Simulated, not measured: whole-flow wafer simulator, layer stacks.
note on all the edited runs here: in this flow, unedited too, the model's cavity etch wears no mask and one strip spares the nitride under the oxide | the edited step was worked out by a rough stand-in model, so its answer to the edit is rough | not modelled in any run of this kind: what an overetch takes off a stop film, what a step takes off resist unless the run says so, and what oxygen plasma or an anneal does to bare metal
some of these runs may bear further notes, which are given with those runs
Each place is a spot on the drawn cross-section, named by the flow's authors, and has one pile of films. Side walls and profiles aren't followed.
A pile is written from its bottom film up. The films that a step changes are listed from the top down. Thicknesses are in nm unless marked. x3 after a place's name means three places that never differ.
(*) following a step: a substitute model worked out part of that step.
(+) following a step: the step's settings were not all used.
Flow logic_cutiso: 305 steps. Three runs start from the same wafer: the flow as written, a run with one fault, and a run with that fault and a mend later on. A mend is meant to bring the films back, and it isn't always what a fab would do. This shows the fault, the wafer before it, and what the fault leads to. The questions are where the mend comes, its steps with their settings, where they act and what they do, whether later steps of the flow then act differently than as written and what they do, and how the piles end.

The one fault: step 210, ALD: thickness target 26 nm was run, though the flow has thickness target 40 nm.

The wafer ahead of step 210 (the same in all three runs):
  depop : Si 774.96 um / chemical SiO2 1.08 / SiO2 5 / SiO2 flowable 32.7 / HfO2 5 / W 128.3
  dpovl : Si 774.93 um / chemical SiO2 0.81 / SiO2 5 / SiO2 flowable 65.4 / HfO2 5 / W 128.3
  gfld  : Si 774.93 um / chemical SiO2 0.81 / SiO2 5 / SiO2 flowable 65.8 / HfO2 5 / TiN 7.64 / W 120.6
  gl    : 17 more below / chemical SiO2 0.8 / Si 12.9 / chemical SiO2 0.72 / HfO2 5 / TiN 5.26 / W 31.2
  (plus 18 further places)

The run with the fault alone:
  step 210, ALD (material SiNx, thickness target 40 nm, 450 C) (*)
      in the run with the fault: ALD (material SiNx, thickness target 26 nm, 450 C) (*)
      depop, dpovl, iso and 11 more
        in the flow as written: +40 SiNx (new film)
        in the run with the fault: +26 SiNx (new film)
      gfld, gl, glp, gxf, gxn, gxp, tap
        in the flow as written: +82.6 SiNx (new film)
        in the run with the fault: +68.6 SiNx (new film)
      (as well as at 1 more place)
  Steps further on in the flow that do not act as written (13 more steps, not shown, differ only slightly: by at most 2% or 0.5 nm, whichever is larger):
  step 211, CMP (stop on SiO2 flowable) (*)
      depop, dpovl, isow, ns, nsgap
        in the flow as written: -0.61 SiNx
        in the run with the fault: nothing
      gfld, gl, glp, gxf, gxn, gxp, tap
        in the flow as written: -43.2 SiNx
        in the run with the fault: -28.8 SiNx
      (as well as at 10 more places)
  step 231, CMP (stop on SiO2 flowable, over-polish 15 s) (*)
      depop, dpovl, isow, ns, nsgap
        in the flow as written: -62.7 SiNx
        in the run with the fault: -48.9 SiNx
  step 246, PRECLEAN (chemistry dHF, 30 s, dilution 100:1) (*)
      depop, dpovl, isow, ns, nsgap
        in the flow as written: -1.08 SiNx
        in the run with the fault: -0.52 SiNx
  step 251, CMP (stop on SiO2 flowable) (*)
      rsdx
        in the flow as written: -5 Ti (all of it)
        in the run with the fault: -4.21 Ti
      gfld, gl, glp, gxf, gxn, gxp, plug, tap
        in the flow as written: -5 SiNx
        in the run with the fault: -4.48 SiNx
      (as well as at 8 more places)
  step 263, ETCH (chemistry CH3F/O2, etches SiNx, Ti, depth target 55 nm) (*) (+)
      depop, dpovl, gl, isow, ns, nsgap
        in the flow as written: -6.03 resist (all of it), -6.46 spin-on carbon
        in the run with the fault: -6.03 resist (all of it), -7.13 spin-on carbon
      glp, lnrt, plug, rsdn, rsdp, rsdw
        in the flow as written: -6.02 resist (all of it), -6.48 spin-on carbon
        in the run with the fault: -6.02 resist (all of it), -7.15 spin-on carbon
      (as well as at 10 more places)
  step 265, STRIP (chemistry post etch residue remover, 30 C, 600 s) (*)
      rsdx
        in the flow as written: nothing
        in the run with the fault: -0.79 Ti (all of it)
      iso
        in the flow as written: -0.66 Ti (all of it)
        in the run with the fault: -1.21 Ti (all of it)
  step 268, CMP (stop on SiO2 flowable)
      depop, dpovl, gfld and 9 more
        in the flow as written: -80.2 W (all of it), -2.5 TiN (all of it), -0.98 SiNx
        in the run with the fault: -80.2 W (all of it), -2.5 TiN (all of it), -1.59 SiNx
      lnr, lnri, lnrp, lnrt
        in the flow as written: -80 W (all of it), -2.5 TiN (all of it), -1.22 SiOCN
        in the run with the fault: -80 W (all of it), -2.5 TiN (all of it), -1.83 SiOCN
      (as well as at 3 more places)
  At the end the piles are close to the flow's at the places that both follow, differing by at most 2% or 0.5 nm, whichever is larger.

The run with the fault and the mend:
  The mend follows step 210.
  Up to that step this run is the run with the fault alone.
  step 210a, ALD (material SiNx, thickness target 14 nm, 450 C) (*) (the flow's step 210 again, with other settings)
      depop, dpovl, gfld and 19 more
        +14 SiNx
  Steps further on in the flow that do not act as written (4 more steps, not shown, differ only slightly: by at most 2% or 0.5 nm, whichever is larger):
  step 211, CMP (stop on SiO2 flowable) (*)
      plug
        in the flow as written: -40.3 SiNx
        in the run with the mend: -38.4 SiNx
  At the end the piles are close to the flow's at the places that both follow, differing by at most 2% or 0.5 nm, whichever is larger.
